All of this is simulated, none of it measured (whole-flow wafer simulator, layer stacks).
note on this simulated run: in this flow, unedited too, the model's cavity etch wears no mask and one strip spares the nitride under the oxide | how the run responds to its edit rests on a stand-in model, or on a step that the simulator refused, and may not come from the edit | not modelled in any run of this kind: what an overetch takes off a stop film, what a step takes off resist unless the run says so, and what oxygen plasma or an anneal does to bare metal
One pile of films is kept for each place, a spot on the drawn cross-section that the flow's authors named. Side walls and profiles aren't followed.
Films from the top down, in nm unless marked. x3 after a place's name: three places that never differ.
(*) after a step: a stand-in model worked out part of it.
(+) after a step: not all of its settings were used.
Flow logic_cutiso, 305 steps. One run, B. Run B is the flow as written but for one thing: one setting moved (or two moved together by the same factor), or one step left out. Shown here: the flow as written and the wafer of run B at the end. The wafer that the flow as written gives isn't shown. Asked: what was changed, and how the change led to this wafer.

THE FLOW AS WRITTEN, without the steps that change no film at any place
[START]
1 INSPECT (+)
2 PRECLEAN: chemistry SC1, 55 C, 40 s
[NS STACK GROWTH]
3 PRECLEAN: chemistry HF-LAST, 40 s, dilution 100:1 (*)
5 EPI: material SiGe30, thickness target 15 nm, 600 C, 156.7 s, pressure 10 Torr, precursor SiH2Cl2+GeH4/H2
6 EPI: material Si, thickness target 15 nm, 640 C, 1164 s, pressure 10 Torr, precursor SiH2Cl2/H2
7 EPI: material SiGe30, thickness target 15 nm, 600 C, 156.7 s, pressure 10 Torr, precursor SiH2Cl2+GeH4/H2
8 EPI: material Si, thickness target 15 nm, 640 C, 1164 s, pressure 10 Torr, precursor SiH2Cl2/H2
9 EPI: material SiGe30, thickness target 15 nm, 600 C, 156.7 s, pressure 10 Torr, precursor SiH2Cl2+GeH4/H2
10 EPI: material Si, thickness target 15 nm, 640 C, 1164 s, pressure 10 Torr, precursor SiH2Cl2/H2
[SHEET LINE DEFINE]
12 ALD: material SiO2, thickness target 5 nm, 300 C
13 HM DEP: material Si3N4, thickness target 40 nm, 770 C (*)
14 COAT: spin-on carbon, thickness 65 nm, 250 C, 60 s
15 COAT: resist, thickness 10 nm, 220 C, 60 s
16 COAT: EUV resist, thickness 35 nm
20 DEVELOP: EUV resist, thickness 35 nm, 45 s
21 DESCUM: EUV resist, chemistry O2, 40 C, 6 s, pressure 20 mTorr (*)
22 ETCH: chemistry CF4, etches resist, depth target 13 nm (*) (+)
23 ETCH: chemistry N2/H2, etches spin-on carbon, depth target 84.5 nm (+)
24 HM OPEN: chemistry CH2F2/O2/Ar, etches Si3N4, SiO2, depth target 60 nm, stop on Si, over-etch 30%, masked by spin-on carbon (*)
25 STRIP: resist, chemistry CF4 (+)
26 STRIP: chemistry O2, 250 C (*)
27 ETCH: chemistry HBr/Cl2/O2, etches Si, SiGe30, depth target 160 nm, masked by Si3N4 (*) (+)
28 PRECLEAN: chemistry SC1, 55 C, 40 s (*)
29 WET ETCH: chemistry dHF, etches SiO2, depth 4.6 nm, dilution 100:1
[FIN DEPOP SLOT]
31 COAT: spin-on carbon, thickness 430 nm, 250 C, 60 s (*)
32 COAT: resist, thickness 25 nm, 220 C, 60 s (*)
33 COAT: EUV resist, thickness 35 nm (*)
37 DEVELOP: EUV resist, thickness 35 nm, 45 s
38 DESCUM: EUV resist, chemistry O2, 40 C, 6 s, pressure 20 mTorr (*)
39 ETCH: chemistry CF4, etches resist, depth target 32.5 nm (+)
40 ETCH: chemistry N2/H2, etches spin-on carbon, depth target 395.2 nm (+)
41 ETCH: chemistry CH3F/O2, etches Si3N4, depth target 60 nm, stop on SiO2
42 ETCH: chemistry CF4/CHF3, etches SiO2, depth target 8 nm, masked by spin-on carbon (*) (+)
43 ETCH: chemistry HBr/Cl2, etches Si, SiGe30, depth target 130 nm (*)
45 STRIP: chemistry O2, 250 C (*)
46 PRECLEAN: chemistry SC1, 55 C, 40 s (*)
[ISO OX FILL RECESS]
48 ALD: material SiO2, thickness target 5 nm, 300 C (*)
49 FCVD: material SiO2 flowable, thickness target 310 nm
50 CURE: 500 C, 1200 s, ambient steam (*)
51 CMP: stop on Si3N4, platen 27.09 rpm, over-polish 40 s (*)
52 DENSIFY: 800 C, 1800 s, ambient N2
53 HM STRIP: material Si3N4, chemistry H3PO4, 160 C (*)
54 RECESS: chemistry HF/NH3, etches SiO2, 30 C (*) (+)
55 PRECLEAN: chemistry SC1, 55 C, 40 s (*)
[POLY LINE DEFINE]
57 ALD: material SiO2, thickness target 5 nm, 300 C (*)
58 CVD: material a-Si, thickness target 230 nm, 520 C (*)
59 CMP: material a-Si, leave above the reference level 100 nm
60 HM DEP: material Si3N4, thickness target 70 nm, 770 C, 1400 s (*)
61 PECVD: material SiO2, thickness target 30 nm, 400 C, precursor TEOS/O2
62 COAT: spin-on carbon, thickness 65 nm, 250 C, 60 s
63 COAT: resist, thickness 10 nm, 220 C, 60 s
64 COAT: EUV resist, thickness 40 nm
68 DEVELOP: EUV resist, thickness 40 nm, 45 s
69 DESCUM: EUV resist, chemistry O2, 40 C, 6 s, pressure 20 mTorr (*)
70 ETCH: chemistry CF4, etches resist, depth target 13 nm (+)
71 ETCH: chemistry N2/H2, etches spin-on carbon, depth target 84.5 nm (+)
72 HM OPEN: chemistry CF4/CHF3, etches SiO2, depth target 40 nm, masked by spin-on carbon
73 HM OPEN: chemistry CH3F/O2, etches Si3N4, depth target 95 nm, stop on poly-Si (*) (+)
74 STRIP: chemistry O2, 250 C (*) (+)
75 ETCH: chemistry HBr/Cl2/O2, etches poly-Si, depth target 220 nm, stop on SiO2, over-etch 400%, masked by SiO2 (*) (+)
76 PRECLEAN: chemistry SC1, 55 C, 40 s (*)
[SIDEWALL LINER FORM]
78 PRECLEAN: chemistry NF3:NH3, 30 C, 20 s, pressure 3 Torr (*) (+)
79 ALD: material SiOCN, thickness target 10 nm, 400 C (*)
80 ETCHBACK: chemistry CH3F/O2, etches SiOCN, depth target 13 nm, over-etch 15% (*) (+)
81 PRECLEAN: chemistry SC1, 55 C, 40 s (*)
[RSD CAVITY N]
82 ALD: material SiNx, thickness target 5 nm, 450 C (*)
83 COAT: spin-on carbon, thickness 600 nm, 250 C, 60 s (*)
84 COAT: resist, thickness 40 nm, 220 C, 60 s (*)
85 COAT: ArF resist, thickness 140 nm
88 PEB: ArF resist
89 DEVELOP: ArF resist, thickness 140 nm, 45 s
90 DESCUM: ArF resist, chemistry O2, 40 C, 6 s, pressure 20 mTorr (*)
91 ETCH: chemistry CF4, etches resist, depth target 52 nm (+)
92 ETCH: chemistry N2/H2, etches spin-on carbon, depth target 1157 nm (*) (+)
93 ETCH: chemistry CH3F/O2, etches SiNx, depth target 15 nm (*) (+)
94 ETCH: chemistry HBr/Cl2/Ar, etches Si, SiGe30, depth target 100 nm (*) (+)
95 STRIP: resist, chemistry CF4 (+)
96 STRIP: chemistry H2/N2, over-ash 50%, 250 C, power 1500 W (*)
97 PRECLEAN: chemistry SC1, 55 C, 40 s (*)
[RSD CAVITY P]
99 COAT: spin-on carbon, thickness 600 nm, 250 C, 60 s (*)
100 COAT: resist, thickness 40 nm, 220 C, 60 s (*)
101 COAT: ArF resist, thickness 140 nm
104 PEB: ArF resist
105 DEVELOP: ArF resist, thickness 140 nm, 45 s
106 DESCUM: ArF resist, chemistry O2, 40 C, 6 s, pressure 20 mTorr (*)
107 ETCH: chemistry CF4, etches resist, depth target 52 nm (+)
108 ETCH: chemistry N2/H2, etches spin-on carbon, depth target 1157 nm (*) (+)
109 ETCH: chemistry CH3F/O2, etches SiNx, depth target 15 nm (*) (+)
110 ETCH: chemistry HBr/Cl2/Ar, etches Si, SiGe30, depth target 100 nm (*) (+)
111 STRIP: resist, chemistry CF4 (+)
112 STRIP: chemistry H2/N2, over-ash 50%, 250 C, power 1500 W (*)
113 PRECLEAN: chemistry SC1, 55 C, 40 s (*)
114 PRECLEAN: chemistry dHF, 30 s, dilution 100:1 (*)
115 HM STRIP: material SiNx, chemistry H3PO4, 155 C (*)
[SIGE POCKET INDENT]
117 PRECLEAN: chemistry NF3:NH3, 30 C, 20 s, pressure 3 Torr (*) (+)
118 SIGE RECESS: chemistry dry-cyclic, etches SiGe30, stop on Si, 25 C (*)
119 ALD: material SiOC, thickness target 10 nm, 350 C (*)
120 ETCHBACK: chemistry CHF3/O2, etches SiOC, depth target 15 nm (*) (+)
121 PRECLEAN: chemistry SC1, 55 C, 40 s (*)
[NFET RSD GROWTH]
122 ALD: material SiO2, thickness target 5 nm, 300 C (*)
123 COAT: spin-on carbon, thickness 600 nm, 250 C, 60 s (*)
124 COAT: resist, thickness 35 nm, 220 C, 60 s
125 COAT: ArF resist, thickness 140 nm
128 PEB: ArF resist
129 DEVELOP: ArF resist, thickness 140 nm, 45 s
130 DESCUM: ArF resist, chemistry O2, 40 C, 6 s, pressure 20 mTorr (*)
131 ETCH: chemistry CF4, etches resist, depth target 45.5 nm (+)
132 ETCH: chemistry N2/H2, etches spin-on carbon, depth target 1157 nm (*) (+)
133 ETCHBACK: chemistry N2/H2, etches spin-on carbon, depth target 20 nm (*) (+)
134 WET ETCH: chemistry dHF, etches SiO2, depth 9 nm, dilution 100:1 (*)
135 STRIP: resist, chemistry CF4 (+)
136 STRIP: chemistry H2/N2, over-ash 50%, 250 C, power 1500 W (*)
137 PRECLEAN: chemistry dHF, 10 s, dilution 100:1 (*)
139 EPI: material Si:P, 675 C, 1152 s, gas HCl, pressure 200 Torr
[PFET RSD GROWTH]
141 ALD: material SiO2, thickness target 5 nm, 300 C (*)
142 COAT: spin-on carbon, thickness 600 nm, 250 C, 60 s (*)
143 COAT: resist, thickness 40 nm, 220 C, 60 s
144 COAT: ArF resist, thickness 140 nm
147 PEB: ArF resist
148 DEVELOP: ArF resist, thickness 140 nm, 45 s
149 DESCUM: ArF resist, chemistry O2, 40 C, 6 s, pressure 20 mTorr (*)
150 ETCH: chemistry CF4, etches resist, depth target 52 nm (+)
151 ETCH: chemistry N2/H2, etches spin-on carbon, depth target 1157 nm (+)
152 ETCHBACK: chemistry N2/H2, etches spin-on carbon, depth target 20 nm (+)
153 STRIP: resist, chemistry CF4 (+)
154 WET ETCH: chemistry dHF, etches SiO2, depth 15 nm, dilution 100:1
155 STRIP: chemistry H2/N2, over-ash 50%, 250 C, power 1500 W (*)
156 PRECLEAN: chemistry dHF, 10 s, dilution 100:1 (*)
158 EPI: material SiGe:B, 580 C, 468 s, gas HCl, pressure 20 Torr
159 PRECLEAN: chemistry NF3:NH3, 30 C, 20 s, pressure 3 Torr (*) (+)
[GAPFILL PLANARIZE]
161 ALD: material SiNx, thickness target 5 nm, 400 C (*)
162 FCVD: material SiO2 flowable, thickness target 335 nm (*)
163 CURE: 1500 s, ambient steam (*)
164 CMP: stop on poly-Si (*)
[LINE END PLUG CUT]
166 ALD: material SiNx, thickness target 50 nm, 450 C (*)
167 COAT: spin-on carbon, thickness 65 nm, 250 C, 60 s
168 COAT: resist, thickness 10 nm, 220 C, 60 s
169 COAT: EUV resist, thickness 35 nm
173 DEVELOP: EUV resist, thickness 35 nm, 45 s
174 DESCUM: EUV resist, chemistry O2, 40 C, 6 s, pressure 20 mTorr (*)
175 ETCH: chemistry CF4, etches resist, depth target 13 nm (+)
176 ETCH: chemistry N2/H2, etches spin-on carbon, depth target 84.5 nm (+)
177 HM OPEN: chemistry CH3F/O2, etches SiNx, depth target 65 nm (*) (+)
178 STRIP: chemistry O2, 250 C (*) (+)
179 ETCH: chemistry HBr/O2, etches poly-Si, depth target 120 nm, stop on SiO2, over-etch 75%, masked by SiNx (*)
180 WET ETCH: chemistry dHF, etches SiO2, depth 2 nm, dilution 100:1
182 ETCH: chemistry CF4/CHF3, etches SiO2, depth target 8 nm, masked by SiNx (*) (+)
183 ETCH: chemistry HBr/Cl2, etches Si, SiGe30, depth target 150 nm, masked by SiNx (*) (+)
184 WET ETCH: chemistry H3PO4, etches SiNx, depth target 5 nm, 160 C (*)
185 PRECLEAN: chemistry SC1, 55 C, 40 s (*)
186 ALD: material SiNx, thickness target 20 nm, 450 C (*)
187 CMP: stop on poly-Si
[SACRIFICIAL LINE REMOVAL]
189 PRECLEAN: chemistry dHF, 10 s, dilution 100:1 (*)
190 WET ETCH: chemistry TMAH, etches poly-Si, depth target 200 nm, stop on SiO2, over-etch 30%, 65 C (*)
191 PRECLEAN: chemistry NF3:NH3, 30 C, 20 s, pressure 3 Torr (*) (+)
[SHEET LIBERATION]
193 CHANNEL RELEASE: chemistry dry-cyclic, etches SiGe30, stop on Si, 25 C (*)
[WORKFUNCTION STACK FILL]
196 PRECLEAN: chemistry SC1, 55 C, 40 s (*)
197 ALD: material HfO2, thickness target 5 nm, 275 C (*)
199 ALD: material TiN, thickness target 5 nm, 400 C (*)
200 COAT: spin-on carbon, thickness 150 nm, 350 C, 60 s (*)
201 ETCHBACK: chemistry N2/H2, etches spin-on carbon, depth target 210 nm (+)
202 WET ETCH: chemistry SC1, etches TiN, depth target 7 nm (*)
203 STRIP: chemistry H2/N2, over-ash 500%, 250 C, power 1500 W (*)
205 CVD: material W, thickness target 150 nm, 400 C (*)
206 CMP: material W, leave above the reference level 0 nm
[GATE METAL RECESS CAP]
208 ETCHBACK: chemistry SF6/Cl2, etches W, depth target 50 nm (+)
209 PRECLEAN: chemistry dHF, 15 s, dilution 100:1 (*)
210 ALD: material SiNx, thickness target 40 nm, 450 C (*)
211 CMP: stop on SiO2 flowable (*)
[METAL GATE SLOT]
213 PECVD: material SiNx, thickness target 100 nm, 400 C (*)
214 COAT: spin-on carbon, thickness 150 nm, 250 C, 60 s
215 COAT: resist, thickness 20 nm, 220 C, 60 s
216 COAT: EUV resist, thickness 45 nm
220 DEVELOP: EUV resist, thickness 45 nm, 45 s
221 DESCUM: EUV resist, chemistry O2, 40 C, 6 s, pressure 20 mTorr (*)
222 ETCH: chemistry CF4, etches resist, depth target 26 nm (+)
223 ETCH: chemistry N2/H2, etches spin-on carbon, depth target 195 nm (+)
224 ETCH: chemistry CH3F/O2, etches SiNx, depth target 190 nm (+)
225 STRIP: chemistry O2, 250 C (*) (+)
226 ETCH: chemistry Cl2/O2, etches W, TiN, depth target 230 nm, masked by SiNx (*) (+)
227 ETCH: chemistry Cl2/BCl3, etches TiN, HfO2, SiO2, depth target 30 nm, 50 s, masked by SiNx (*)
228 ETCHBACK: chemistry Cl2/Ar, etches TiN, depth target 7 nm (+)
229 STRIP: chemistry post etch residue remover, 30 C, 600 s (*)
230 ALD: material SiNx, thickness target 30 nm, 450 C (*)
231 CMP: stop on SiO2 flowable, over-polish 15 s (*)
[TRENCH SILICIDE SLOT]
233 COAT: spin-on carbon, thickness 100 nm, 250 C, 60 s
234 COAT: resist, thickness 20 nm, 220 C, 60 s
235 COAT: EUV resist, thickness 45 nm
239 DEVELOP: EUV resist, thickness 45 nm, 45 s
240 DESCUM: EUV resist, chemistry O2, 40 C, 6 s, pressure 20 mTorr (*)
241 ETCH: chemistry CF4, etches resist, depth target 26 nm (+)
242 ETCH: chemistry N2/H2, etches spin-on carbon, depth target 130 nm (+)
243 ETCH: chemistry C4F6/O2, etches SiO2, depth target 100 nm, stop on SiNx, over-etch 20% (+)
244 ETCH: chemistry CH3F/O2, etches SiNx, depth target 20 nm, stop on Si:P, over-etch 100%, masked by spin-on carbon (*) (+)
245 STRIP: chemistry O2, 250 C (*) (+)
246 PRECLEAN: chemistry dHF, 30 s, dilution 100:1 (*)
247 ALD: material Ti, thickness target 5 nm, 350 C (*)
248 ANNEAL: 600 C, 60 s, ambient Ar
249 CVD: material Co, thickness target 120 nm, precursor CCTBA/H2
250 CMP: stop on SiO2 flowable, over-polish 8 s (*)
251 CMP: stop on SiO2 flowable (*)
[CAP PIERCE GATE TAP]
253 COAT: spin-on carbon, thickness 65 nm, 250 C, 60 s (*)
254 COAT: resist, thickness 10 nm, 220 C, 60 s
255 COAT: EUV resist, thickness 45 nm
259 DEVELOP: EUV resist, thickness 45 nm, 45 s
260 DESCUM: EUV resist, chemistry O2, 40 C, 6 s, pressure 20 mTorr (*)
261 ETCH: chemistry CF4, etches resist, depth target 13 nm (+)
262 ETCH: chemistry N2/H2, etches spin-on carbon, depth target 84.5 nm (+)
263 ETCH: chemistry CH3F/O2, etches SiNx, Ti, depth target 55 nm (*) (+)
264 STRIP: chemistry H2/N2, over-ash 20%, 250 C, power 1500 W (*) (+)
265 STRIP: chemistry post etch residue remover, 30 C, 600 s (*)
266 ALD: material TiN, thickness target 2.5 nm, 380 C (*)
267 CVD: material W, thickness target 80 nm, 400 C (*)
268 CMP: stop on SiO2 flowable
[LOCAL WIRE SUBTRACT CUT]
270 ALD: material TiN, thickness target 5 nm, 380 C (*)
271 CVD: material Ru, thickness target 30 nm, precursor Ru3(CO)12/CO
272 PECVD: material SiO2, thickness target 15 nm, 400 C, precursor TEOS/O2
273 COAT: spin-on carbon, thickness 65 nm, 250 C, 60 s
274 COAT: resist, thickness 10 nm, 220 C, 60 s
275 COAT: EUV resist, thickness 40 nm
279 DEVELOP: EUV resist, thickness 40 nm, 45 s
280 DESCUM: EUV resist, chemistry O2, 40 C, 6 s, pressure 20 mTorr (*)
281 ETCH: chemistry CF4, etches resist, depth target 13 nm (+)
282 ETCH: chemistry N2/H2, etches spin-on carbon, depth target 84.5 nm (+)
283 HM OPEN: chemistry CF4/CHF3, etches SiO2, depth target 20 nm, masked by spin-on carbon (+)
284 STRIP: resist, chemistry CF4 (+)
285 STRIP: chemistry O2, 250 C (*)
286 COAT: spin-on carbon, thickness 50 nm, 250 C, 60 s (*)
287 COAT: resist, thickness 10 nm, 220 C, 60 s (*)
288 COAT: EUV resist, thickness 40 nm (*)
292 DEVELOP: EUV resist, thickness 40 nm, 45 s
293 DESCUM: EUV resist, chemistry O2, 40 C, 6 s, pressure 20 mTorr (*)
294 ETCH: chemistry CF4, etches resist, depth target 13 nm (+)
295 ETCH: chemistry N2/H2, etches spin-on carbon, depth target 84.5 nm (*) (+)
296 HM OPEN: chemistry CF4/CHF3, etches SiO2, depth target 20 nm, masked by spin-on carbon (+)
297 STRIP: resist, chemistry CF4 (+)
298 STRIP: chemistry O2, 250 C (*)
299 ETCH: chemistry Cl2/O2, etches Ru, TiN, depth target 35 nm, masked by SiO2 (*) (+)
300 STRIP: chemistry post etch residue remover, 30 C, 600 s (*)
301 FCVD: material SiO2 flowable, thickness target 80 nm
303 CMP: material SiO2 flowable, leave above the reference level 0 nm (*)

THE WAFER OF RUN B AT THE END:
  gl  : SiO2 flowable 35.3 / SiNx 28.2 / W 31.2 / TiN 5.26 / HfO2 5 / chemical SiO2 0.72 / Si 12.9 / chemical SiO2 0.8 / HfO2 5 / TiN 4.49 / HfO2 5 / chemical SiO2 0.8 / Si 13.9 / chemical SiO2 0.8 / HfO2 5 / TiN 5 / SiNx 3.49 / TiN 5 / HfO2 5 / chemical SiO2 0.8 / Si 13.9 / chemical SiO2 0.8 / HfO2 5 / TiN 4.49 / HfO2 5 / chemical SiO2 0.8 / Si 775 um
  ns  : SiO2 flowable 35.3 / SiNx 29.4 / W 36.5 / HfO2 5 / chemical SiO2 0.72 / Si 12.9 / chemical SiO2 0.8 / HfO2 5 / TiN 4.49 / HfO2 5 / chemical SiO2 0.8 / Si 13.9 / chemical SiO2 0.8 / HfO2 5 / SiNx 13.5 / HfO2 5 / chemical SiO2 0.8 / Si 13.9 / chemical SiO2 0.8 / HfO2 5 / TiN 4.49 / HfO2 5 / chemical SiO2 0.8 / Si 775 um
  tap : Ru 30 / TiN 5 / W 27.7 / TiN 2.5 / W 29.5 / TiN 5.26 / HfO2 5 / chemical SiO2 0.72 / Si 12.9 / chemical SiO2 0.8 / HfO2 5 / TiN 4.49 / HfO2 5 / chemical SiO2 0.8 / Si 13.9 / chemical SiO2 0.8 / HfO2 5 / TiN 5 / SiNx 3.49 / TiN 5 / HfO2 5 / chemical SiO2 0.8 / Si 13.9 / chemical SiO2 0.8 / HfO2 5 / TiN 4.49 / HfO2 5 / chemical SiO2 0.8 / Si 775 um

The cause: step 7, EPI: thickness target 24 nm was run, where the flow has thickness target 15 nm; step 7, EPI: 250.7 s was run, where the flow has 156.7 s.

How the change led to this, step by step:
  7 EPI: material SiGe30, thickness target 15 nm, 600 C, 156.7 s, pressure 10 Torr, precursor SiH2Cl2+GeH4/H2
      depop, dpovl, gfld and 19 more: SiGe30 +24 (new film) (as written it would be: SiGe30 +15 (new film))
  27 ETCH: chemistry HBr/Cl2/O2, etches Si, SiGe30, depth target 160 nm, masked by Si3N4 (*) (+)
      gfld, gxf, iso, lnri: chemical SiO2 -0.79 (all of it), Si -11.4 (all of it), SiGe30 -15 (all of it), Si -15 (all of it), SiGe30 -24 (all of it), Si -15 (all of it), SiGe30 -15 (all of it), Si -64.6 (as written it would be: chemical SiO2 -0.79 (all of it), Si -11.4 (all of it), SiGe30 -15 (all of it), Si -15 (all of it), SiGe30 -15 (all of it), Si -15 (all of it), SiGe30 -15 (all of it), Si -73.6)
      dpovl, nsgap: chemical SiO2 -0.79 (all of it), Si -11.8 (all of it), SiGe30 -15 (all of it), Si -15 (all of it), SiGe30 -24 (all of it), Si -15 (all of it), SiGe30 -15 (all of it), Si -64.2 (as written it would be: chemical SiO2 -0.79 (all of it), Si -11.8 (all of it), SiGe30 -15 (all of it), Si -15 (all of it), SiGe30 -15 (all of it), Si -15 (all of it), SiGe30 -15 (all of it), Si -73.2)
      (and at 1 more place)
  43 ETCH: chemistry HBr/Cl2, etches Si, SiGe30, depth target 130 nm (*)
      depop: Si -14 (all of it), SiGe30 -15 (all of it), Si -15 (all of it), SiGe30 -24 (all of it), Si -15 (all of it), SiGe30 -15 (all of it), Si -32 (as written it would be: Si -14 (all of it), SiGe30 -15 (all of it), Si -15 (all of it), SiGe30 -15 (all of it), Si -15 (all of it), SiGe30 -15 (all of it), Si -41)
  94 ETCH: chemistry HBr/Cl2/Ar, etches Si, SiGe30, depth target 100 nm (*) (+)
      rsdn, rsdx: chemical SiO2 -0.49 (all of it), Si -12.8 (all of it), SiGe30 -15 (all of it), Si -15 (all of it), SiGe30 -24 (all of it), Si -15 (all of it), SiGe30 -15 (all of it), Si -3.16 (as written it would be: chemical SiO2 -0.49 (all of it), Si -12.8 (all of it), SiGe30 -15 (all of it), Si -15 (all of it), SiGe30 -15 (all of it), Si -15 (all of it), SiGe30 -15 (all of it), Si -12.2)
  110 ETCH: chemistry HBr/Cl2/Ar, etches Si, SiGe30, depth target 100 nm (*) (+)
      rsdp, rsdw: chemical SiO2 -0.49 (all of it), Si -12.8 (all of it), SiGe30 -15 (all of it), Si -15 (all of it), SiGe30 -24 (all of it), Si -15 (all of it), SiGe30 -15 (all of it), Si -3.16 (as written it would be: chemical SiO2 -0.49 (all of it), Si -12.8 (all of it), SiGe30 -15 (all of it), Si -15 (all of it), SiGe30 -15 (all of it), Si -15 (all of it), SiGe30 -15 (all of it), Si -12.2)
  118 SIGE RECESS: chemistry dry-cyclic, etches SiGe30, stop on Si, 25 C (*)
      lnr, lnrp, lnrt: SiOCN -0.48, Si -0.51, cavity +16 (new film), SiGe30 -15 (all of it), Si -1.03, cavity +25 (new film), SiGe30 -24 (all of it), Si -1.03, cavity +16 (new film), SiGe30 -15 (all of it), Si -0.51 (as written it would be: SiOCN -0.48, Si -0.51, cavity +16 (new film), SiGe30 -15 (all of it), Si -1.03, cavity +16 (new film), SiGe30 -15 (all of it), Si -1.03, cavity +16 (new film), SiGe30 -15 (all of it), Si -0.51)
  119 ALD: material SiOC, thickness target 10 nm, 350 C (*)
      lnr, lnrp, lnrt: SiOC +10 (new film), SiOC +16 (new film), cavity -16 (all of it), SiOC +25 (new film), cavity -25 (all of it), SiOC +16 (new film), cavity -16 (all of it) (as written it would be: SiOC +10 (new film), SiOC +16 (new film), cavity -16 (all of it), SiOC +16 (new film), cavity -16 (all of it), SiOC +16 (new film), cavity -16 (all of it))
  183 ETCH: chemistry HBr/Cl2, etches Si, SiGe30, depth target 150 nm, masked by SiNx (*) (+)
      plug: Si -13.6 (all of it), SiGe30 -15 (all of it), Si -15 (all of it), SiGe30 -24 (all of it), Si -15 (all of it), SiGe30 -15 (all of it), Si -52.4 (as written it would be: Si -13.6 (all of it), SiGe30 -15 (all of it), Si -15 (all of it), SiGe30 -15 (all of it), Si -15 (all of it), SiGe30 -15 (all of it), Si -61.4)
  193 CHANNEL RELEASE: chemistry dry-cyclic, etches SiGe30, stop on Si, 25 C (*)
      gl, glp, gxn, gxp, ns, tap: chemical SiO2 +0.8 (new film), Si -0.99, chemical SiO2 +0.8 (new film), cavity +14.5 (new film), chemical SiO2 +0.8 (new film), SiGe30 -15 (all of it), Si -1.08, chemical SiO2 +0.8 (new film), cavity +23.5 (new film), chemical SiO2 +0.8 (new film), SiGe30 -24 (all of it), Si -1.08, chemical SiO2 +0.8 (new film), cavity +14.5 (new film), chemical SiO2 +0.8 (new film), SiGe30 -15 (all of it), Si -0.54 (as written it would be: chemical SiO2 +0.8 (new film), Si -0.99, chemical SiO2 +0.8 (new film), cavity +14.5 (new film), chemical SiO2 +0.8 (new film), SiGe30 -15 (all of it), Si -1.08, chemical SiO2 +0.8 (new film), cavity +14.5 (new film), chemical SiO2 +0.8 (new film), SiGe30 -15 (all of it), Si -1.08, chemical SiO2 +0.8 (new film), cavity +14.5 (new film), chemical SiO2 +0.8 (new film), SiGe30 -15 (all of it), Si -0.54)
  199 ALD: material TiN, thickness target 5 nm, 400 C (*)
      gl, glp, tap: TiN +5.26 (new film), TiN +4.49 (new film), cavity -4.49 (all of it), TiN +5 (new film), cavity -10, TiN +5 (new film), TiN +4.49 (new film), cavity -4.49 (all of it) (as written it would be: TiN +5.26 (new film), TiN +4.49 (new film), cavity -4.49 (all of it), TiN +4.49 (new film), cavity -4.49 (all of it), TiN +4.49 (new film), cavity -4.49 (all of it))
      gxn, gxp, ns: TiN +5 (new film), TiN +4.49 (new film), cavity -4.49 (all of it), TiN +5 (new film), cavity -10, TiN +5 (new film), TiN +4.49 (new film), cavity -4.49 (all of it) (as written it would be: TiN +5 (new film), TiN +4.49 (new film), cavity -4.49 (all of it), TiN +4.49 (new film), cavity -4.49 (all of it), TiN +4.49 (new film), cavity -4.49 (all of it))
  202 WET ETCH: chemistry SC1, etches TiN, depth target 7 nm (*)
      ns: TiN -5 (all of it), TiN -5 (all of it), cavity +10, TiN -5 (all of it) (as written it would be: TiN -5 (all of it))
  210 ALD: material SiNx, thickness target 40 nm, 450 C (*)
      gl, glp, gxn, gxp, tap: SiNx +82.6 (new film), SiNx +3.49 (new film), cavity -3.49 (all of it) (as written it would be: SiNx +82.6 (new film))
      ns: SiNx +40 (new film), SiNx +13.5 (new film), cavity -13.5 (all of it) (as written it would be: SiNx +40 (new film))
Counting metal films that touch as one body, gl has 5 bodies (between them, from the top down: HfO2 5 / chemical SiO2 0.72 / Si 12.9 / chemical SiO2 0.8 / HfO2 5; HfO2 5 / chemical SiO2 0.8 / Si 13.9 / chemical SiO2 0.8 / HfO2 5; SiNx 3.49; HfO2 5 / chemical SiO2 0.8 / Si 13.9 / chemical SiO2 0.8 / HfO2 5); the flow as written gives 4 bodies (between them, from the top down: HfO2 5 / chemical SiO2 0.72 / Si 12.9 / chemical SiO2 0.8 / HfO2 5; HfO2 5 / chemical SiO2 0.8 / Si 13.9 / chemical SiO2 0.8 / HfO2 5; HfO2 5 / chemical SiO2 0.8 / Si 13.9 / chemical SiO2 0.8 / HfO2 5).
Counting metal films that touch as one body, ns has 3 bodies (between them, from the top down: HfO2 5 / chemical SiO2 0.72 / Si 12.9 / chemical SiO2 0.8 / HfO2 5; HfO2 5 / chemical SiO2 0.8 / Si 13.9 / chemical SiO2 0.8 / HfO2 5 / SiNx 13.5 / HfO2 5 / chemical SiO2 0.8 / Si 13.9 / chemical SiO2 0.8 / HfO2 5); the flow as written gives 4 bodies (between them, from the top down: HfO2 5 / chemical SiO2 0.72 / Si 12.9 / chemical SiO2 0.8 / HfO2 5; HfO2 5 / chemical SiO2 0.8 / Si 13.9 / chemical SiO2 0.8 / HfO2 5; HfO2 5 / chemical SiO2 0.8 / Si 13.9 / chemical SiO2 0.8 / HfO2 5).
Counting metal films that touch as one body, tap has 5 bodies (between them, from the top down: HfO2 5 / chemical SiO2 0.72 / Si 12.9 / chemical SiO2 0.8 / HfO2 5; HfO2 5 / chemical SiO2 0.8 / Si 13.9 / chemical SiO2 0.8 / HfO2 5; SiNx 3.49; HfO2 5 / chemical SiO2 0.8 / Si 13.9 / chemical SiO2 0.8 / HfO2 5); the flow as written gives 4 bodies (between them, from the top down: HfO2 5 / chemical SiO2 0.72 / Si 12.9 / chemical SiO2 0.8 / HfO2 5; HfO2 5 / chemical SiO2 0.8 / Si 13.9 / chemical SiO2 0.8 / HfO2 5; HfO2 5 / chemical SiO2 0.8 / Si 13.9 / chemical SiO2 0.8 / HfO2 5).
